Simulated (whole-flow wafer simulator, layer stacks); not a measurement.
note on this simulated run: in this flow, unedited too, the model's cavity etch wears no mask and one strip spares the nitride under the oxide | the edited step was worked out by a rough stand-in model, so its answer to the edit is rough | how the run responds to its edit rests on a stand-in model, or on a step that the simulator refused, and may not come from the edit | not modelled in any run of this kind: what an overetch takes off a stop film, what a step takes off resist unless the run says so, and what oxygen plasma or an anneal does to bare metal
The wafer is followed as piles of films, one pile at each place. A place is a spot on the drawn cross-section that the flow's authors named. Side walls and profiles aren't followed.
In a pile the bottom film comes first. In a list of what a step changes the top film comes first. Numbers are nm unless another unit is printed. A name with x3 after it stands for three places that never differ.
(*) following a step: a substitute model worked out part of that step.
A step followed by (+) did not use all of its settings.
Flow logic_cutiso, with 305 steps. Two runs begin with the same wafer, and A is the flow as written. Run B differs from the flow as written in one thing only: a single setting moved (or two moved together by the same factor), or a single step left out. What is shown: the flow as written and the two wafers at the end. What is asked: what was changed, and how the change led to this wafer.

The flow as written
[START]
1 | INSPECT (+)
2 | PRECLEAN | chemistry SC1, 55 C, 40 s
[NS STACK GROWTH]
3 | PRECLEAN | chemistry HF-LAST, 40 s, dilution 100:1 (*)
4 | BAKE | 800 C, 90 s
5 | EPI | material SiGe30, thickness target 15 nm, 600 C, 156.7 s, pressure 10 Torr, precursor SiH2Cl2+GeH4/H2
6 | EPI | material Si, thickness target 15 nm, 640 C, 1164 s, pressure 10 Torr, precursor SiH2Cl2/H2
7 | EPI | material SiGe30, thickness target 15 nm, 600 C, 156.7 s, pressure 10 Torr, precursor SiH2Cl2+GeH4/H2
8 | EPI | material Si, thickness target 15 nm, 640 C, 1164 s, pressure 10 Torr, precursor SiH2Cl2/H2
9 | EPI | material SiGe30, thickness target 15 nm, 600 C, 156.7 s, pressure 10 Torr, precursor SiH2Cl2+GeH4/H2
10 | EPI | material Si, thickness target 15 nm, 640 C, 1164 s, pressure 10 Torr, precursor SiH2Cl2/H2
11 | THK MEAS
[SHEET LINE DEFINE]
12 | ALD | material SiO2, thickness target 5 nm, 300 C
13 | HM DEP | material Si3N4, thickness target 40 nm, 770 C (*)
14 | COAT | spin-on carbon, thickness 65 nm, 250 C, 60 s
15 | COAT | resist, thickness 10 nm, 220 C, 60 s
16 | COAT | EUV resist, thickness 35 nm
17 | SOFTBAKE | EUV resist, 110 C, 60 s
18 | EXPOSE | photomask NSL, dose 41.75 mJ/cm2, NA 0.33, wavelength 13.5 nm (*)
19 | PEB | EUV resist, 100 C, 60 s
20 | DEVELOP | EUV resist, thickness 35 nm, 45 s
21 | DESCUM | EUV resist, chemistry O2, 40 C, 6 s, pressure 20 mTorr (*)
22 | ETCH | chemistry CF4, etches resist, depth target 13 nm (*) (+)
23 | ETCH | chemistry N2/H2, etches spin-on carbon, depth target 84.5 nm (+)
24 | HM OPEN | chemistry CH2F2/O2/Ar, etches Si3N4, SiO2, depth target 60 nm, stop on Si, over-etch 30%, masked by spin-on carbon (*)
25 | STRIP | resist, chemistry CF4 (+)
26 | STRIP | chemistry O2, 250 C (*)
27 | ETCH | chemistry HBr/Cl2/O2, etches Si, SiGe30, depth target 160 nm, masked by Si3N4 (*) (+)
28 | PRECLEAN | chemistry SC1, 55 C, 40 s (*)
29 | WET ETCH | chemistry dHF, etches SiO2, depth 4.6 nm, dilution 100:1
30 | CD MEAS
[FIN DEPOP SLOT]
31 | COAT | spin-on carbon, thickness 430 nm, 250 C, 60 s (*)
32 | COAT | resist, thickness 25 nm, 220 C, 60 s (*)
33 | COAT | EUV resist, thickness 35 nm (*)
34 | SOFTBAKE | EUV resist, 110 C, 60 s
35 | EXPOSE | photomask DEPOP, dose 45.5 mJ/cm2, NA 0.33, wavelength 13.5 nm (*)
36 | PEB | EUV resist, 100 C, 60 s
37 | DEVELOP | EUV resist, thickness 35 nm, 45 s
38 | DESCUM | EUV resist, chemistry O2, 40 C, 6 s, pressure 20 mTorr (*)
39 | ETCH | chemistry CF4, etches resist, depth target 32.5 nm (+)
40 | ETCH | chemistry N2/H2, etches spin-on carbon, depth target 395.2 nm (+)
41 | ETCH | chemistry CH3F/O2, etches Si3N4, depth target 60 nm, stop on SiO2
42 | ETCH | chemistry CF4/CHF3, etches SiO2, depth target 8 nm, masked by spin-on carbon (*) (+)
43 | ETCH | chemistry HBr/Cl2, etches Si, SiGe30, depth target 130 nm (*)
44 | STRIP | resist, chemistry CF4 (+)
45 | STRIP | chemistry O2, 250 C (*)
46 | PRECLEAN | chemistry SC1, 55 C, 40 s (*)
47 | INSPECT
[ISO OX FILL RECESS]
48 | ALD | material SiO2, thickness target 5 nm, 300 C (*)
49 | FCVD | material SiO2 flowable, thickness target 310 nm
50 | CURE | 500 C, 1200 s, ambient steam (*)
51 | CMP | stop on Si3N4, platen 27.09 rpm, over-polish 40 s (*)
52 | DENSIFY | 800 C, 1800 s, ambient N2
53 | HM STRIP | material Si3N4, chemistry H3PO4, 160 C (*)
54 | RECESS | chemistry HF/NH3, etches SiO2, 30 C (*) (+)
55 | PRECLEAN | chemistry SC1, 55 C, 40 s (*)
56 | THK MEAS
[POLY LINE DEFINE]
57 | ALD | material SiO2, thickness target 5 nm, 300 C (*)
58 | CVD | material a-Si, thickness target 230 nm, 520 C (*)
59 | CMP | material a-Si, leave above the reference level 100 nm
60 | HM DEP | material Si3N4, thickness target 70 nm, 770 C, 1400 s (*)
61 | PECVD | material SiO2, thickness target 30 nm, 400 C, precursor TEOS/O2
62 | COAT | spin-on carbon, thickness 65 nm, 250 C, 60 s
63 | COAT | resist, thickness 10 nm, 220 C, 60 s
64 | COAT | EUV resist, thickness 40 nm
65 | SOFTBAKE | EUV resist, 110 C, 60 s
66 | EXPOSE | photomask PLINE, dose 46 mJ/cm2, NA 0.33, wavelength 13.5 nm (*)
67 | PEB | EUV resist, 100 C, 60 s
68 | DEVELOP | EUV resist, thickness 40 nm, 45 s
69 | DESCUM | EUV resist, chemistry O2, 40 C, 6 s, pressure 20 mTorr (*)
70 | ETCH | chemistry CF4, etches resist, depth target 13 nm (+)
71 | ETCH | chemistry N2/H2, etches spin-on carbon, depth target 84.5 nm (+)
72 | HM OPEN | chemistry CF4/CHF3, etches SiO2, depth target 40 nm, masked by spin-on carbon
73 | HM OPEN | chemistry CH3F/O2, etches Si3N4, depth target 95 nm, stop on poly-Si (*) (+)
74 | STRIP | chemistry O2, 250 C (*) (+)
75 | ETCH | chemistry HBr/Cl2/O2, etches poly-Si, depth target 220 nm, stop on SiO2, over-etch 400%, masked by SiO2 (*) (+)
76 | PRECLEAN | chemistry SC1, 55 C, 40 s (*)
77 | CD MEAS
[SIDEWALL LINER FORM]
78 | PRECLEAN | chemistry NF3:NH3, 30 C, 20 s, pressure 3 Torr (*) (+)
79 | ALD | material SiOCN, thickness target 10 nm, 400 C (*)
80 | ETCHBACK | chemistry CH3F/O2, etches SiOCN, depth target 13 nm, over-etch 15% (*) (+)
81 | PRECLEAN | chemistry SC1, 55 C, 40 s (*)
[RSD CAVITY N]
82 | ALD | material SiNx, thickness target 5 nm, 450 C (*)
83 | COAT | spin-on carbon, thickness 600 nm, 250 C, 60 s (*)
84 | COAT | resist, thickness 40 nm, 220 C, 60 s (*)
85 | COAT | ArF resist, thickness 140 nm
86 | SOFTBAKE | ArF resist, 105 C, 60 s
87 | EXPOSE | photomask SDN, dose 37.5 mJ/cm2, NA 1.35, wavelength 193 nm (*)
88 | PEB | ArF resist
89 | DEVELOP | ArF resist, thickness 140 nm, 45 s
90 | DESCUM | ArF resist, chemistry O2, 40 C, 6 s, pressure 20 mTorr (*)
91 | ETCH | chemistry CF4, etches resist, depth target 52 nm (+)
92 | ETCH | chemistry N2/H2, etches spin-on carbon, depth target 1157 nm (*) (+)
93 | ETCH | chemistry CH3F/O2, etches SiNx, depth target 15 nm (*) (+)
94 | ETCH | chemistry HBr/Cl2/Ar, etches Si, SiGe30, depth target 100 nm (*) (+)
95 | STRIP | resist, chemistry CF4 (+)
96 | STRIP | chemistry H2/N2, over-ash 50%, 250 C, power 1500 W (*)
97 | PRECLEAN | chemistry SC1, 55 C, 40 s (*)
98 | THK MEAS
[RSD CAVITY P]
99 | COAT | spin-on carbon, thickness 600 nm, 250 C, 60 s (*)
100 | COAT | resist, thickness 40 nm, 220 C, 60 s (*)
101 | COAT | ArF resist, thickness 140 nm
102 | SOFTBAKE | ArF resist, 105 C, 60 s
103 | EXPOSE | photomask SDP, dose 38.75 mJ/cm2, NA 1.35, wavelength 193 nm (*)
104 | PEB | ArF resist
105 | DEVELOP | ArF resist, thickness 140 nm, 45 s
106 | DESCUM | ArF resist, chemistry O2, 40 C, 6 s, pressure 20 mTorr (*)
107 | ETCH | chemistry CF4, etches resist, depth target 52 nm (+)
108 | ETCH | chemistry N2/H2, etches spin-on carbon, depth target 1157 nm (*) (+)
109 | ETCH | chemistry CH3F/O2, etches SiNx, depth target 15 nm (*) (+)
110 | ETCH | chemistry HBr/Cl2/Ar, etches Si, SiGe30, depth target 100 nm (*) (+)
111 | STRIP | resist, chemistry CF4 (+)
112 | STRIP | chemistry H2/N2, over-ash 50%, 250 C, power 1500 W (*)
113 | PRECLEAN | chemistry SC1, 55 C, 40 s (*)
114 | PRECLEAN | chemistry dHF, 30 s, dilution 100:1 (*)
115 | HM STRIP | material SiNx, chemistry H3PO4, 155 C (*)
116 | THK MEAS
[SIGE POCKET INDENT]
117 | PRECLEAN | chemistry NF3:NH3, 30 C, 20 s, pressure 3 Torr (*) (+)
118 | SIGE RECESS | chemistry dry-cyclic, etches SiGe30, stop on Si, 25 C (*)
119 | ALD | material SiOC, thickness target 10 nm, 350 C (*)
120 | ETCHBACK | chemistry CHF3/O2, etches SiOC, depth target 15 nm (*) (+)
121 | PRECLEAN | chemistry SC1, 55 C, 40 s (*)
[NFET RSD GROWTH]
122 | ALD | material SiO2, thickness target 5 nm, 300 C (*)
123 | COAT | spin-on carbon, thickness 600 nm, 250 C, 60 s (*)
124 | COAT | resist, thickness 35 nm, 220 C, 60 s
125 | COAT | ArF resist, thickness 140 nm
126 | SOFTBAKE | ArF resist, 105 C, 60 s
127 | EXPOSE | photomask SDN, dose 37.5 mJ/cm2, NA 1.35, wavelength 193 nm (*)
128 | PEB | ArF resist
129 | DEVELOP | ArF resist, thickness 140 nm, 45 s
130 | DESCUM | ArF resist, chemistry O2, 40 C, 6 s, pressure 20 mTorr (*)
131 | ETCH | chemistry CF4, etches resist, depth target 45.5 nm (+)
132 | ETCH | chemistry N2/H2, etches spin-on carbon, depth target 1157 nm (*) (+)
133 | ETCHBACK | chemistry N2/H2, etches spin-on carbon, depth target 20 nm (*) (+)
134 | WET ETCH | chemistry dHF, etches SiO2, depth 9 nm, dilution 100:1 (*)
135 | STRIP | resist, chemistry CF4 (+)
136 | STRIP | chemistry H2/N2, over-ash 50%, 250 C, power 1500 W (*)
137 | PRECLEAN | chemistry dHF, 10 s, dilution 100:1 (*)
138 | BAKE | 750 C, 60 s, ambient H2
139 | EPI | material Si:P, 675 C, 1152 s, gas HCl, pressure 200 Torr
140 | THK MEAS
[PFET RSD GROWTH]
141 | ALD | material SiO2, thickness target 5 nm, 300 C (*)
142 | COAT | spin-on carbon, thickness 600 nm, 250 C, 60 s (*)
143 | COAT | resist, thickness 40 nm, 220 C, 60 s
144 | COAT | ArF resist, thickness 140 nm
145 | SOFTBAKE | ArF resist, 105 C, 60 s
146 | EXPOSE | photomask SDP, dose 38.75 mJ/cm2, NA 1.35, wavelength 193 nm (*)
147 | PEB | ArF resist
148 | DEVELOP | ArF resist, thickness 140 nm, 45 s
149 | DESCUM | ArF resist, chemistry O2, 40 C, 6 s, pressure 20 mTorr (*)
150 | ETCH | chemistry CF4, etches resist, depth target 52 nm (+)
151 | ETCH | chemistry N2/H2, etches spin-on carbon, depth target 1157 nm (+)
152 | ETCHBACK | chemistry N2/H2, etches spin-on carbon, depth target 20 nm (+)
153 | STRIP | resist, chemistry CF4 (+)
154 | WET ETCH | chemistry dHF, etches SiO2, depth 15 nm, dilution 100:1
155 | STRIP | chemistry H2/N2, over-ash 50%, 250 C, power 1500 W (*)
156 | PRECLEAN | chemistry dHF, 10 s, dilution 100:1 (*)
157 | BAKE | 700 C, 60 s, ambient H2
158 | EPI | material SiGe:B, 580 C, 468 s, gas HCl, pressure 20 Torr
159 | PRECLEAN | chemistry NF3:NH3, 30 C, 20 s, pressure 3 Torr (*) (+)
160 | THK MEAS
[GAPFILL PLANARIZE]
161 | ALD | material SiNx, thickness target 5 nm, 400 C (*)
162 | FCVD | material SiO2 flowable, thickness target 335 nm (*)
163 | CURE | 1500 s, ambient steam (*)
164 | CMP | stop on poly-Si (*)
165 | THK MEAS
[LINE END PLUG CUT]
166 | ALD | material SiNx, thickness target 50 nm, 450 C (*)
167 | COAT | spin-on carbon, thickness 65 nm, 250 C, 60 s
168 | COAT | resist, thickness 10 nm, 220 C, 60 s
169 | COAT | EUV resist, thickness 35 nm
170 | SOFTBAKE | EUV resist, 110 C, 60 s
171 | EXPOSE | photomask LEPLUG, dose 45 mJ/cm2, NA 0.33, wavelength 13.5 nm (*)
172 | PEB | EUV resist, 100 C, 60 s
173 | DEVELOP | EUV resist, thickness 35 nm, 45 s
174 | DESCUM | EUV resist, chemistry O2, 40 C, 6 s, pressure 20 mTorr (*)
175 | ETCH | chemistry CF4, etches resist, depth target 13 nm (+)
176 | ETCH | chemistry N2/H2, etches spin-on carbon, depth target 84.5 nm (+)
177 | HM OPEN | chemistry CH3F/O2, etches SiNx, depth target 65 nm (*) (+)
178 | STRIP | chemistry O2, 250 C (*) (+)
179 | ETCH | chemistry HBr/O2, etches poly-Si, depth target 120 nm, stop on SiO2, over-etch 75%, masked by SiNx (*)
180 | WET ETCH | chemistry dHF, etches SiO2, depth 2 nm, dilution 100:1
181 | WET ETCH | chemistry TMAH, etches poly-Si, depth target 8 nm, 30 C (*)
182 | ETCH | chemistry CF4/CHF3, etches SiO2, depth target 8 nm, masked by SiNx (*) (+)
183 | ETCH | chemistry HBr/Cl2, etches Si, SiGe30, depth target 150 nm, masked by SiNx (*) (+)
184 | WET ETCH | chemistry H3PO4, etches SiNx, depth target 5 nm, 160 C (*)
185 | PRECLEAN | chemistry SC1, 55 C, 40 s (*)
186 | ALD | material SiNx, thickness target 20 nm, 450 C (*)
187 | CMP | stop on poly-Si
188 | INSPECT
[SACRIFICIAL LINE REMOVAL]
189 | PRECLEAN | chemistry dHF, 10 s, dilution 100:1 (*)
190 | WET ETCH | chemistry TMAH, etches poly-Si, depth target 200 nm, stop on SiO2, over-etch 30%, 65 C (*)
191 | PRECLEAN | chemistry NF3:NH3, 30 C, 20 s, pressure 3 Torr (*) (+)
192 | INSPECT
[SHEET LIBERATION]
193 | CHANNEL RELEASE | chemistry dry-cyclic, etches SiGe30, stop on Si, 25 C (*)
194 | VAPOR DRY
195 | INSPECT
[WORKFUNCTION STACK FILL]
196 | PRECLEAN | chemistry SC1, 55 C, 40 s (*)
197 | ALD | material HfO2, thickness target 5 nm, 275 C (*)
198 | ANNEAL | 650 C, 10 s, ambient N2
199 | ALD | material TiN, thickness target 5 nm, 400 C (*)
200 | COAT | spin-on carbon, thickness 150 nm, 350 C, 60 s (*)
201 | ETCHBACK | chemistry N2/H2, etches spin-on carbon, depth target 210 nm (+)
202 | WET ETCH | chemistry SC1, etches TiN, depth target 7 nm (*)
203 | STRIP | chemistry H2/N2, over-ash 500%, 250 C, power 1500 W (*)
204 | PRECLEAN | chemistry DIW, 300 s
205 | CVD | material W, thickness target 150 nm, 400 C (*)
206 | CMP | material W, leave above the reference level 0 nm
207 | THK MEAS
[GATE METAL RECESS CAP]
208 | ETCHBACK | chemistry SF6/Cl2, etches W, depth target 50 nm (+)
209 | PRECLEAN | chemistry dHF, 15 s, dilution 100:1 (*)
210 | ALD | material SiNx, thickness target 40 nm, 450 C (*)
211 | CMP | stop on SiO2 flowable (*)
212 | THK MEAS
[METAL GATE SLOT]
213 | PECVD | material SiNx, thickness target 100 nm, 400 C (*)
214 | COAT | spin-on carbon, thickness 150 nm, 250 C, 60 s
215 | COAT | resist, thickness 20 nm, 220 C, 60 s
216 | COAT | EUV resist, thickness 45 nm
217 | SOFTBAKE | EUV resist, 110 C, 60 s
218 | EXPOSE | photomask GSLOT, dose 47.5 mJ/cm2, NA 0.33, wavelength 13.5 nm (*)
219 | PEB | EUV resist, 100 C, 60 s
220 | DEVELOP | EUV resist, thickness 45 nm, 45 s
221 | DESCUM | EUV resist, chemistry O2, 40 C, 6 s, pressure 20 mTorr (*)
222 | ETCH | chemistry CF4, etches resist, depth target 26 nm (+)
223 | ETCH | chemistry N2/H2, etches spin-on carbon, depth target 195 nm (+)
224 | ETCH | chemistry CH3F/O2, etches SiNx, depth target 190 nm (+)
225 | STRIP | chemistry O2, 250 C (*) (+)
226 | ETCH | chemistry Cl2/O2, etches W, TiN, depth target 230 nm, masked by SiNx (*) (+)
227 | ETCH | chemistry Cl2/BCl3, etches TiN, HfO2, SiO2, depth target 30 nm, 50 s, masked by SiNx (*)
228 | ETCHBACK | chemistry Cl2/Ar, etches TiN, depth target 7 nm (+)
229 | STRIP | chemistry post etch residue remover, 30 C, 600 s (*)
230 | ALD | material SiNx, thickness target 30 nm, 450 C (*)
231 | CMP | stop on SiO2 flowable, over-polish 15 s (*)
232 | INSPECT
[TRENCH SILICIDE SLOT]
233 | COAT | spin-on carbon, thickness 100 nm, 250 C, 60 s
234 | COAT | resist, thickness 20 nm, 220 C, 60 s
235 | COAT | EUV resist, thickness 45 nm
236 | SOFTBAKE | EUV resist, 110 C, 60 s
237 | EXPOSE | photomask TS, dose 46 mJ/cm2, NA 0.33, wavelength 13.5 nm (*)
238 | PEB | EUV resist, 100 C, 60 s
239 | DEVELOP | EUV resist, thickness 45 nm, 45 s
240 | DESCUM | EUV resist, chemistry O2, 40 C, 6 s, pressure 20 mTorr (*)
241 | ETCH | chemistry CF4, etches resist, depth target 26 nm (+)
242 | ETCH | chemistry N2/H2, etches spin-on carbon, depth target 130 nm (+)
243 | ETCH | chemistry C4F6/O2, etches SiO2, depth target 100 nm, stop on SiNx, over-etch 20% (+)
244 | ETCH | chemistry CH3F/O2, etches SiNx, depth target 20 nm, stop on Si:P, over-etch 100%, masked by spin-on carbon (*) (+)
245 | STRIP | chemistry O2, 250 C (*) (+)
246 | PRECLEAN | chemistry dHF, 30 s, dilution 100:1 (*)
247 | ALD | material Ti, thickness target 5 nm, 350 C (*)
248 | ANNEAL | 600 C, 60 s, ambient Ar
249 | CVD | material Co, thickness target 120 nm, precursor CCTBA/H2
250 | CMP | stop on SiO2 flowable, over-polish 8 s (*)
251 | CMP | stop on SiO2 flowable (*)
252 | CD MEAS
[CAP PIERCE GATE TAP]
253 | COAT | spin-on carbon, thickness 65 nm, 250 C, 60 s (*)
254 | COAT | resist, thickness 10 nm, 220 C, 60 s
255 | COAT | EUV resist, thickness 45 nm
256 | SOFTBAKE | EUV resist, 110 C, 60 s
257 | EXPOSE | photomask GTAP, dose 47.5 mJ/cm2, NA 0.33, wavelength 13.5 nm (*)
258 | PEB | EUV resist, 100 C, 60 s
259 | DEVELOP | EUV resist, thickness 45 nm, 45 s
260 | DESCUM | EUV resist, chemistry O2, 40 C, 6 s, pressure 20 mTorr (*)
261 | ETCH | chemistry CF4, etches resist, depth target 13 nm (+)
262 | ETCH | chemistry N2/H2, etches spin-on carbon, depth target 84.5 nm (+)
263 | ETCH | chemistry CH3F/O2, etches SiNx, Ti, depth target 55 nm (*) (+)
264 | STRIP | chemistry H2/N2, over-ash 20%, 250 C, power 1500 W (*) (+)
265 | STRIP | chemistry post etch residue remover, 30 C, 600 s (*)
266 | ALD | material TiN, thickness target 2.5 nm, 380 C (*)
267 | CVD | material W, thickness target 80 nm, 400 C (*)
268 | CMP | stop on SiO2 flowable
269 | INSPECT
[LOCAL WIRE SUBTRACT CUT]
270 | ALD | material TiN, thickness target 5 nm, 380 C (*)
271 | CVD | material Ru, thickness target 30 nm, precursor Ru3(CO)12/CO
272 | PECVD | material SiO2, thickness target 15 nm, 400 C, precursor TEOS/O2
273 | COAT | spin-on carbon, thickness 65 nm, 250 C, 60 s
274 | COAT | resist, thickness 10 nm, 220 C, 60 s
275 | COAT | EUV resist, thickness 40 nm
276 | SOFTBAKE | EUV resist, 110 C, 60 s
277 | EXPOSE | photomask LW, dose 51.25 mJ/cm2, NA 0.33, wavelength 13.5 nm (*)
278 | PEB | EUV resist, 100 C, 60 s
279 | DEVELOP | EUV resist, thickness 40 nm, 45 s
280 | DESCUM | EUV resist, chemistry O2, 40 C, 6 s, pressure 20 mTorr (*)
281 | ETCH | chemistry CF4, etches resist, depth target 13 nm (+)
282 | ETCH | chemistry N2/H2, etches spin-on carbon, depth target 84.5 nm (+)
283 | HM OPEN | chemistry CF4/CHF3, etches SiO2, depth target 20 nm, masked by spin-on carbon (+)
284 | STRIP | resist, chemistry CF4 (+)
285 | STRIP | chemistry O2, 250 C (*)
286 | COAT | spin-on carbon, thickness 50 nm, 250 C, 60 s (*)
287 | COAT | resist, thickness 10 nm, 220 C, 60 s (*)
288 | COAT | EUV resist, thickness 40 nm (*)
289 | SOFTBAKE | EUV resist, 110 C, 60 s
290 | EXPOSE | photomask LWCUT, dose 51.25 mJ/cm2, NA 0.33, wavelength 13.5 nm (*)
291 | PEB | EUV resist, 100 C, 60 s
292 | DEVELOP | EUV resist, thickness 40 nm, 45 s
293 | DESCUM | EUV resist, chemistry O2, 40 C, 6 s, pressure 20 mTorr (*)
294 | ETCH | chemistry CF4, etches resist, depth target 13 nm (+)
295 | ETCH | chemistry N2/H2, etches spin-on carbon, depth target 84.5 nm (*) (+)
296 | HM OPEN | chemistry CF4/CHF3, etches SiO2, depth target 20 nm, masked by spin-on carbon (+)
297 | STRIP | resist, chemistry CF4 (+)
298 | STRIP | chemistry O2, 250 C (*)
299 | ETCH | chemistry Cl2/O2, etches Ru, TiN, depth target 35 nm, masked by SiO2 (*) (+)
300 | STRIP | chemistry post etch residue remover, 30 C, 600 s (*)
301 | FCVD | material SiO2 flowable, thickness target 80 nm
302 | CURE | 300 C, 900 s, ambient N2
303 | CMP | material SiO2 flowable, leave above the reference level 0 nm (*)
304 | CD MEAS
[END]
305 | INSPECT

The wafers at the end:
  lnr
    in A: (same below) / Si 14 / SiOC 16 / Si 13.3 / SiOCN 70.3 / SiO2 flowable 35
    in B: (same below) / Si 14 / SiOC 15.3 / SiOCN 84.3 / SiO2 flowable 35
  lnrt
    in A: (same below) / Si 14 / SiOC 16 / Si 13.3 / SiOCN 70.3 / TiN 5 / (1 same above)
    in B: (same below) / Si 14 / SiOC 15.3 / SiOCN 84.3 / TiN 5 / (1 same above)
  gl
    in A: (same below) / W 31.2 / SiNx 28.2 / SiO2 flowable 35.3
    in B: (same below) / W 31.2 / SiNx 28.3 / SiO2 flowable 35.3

Cause: step 75, ETCH: over-etch 460% was run, whereas the flow has over-etch 400%.

How this came from the change, step by step:
  75 | ETCH | chemistry HBr/Cl2/O2, etches poly-Si, depth target 220 nm, stop on SiO2, over-etch 400%, masked by SiO2 (*) (+)
      lnr, lnrp, lnrt, rsdn, rsdp, rsdw, rsdx: A -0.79 chemical SiO2 (all of it), -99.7 poly-Si (all of it), -5 SiO2 (all of it) | B -0.79 chemical SiO2 (all of it), -99.7 poly-Si (all of it), -5 SiO2 (all of it), -0.49 chemical SiO2 (all of it), -13.9 Si (all of it)
      iso, lnri: A -0.79 chemical SiO2 (all of it), -189.1 poly-Si (all of it), -4.55 SiO2 | B -0.79 chemical SiO2 (all of it), -189.1 poly-Si (all of it), -5 SiO2 (all of it), -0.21 SiO2 flowable
      (and at 13 other places as well)
  80 | ETCHBACK | chemistry CH3F/O2, etches SiOCN, depth target 13 nm, over-etch 15% (*) (+)
      rsdn, rsdp, rsdw, rsdx: A -10 SiOCN (all of it), -0.7 Si | B -10 SiOCN (all of it), -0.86 SiGe30
      lnr, lnrp, lnrt: A +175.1 SiOCN | B +188.6 SiOCN
  94 | ETCH | chemistry HBr/Cl2/Ar, etches Si, SiGe30, depth target 100 nm (*) (+)
      rsdn, rsdx: A -0.49 chemical SiO2 (all of it), -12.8 Si (all of it), -15 SiGe30 (all of it), -15 Si (all of it), -15 SiGe30 (all of it), -15 Si (all of it), -15 SiGe30 (all of it), -12.2 Si | B -0.49 chemical SiO2 (all of it), -13.7 SiGe30 (all of it), -15 Si (all of it), -15 SiGe30 (all of it), -15 Si (all of it), -15 SiGe30 (all of it), -26.3 Si
  110 | ETCH | chemistry HBr/Cl2/Ar, etches Si, SiGe30, depth target 100 nm (*) (+)
      rsdp, rsdw: A -0.49 chemical SiO2 (all of it), -12.8 Si (all of it), -15 SiGe30 (all of it), -15 Si (all of it), -15 SiGe30 (all of it), -15 Si (all of it), -15 SiGe30 (all of it), -12.2 Si | B -0.49 chemical SiO2 (all of it), -13.7 SiGe30 (all of it), -15 Si (all of it), -15 SiGe30 (all of it), -15 Si (all of it), -15 SiGe30 (all of it), -26.3 Si
  118 | SIGE RECESS | chemistry dry-cyclic, etches SiGe30, stop on Si, 25 C (*)
      lnr, lnrp, lnrt: A -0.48 SiOCN, -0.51 Si, +16 cavity (new film), -15 SiGe30 (all of it), -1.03 Si, +16 cavity (new film), -15 SiGe30 (all of it), -1.03 Si, +16 cavity (new film), -15 SiGe30 (all of it), -0.51 Si | B -0.48 SiOCN, +15.3 cavity (new film), -14.8 SiGe30 (all of it), -1.03 Si, +16 cavity (new film), -15 SiGe30 (all of it), -1.03 Si, +16 cavity (new film), -15 SiGe30 (all of it), -0.51 Si
  119 | ALD | material SiOC, thickness target 10 nm, 350 C (*)
      lnr, lnrp, lnrt: A +10 SiOC (new film), +16 SiOC (new film), -16 cavity (all of it), +16 SiOC (new film), -16 cavity (all of it), +16 SiOC (new film), -16 cavity (all of it) | B +10 SiOC (new film), +15.3 SiOC (new film), -15.3 cavity (all of it), +16 SiOC (new film), -16 cavity (all of it), +16 SiOC (new film), -16 cavity (all of it)
  120 | ETCHBACK | chemistry CHF3/O2, etches SiOC, depth target 15 nm (*) (+)
      gxn: A -11 SiOC (all of it), -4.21 SiO2 (all of it) | B -10.9 SiOC (all of it), -3.63 SiO2 (all of it), -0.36 Si3N4
      gxp: A -11 SiOC (all of it), -4.25 SiO2 (all of it) | B -10.9 SiOC (all of it), -3.67 SiO2 (all of it), -0.35 Si3N4
      (and at 3 other places as well)
  132 | ETCH | chemistry N2/H2, etches spin-on carbon, depth target 1157 nm (*) (+)
      gxn: A -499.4 spin-on carbon (all of it), -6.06 SiO2 | B -496.1 spin-on carbon (all of it), -6.3 SiO2 (all of it)
  133 | ETCHBACK | chemistry N2/H2, etches spin-on carbon, depth target 20 nm (*) (+)
      gxn: A -0.7 SiO2 (all of it), -0.21 Si3N4 | B -0.56 Si3N4
  139 | EPI | material Si:P, 675 C, 1152 s, gas HCl, pressure 200 Torr
      rsdn, rsdx: A +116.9 Si:P (new film) | B +131 Si:P (new film)
  141 | ALD | material SiO2, thickness target 5 nm, 300 C (*)
      gxn: A +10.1 SiO2 (new film) | B +6.14 SiO2 (new film)
  153 | STRIP | resist, chemistry CF4 (+)
      gxp: A -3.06 SiO2 (all of it) | B -2.31 SiO2 (all of it)
  158 | EPI | material SiGe:B, 580 C, 468 s, gas HCl, pressure 20 Torr
      rsdp, rsdw: A +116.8 SiGe:B (new film) | B +131 SiGe:B (new film)
  159 | PRECLEAN | chemistry NF3:NH3, 30 C, 20 s, pressure 3 Torr (*) (+)
      gxn: A -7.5 SiO2 | B -4.62 SiO2 (all of it), -0.21 Si3N4
  164 | CMP | stop on poly-Si (*)
      gxn: A -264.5 SiO2 flowable (all of it), -5 SiNx (all of it), -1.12 SiO2 (all of it), -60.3 Si3N4 (all of it) | B -265.8 SiO2 flowable (all of it), -5 SiNx (all of it), -59.8 Si3N4 (all of it)
      depop, dpovl, isow, ns, nsgap: A -326.8 SiO2 flowable (all of it), -5 SiNx (all of it), -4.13 SiO2 (all of it), -70 Si3N4 (all of it) | B -326.8 SiO2 flowable (all of it), -5 SiNx (all of it), -3.56 SiO2 (all of it), -70 Si3N4 (all of it)
      (and at 3 other places as well)
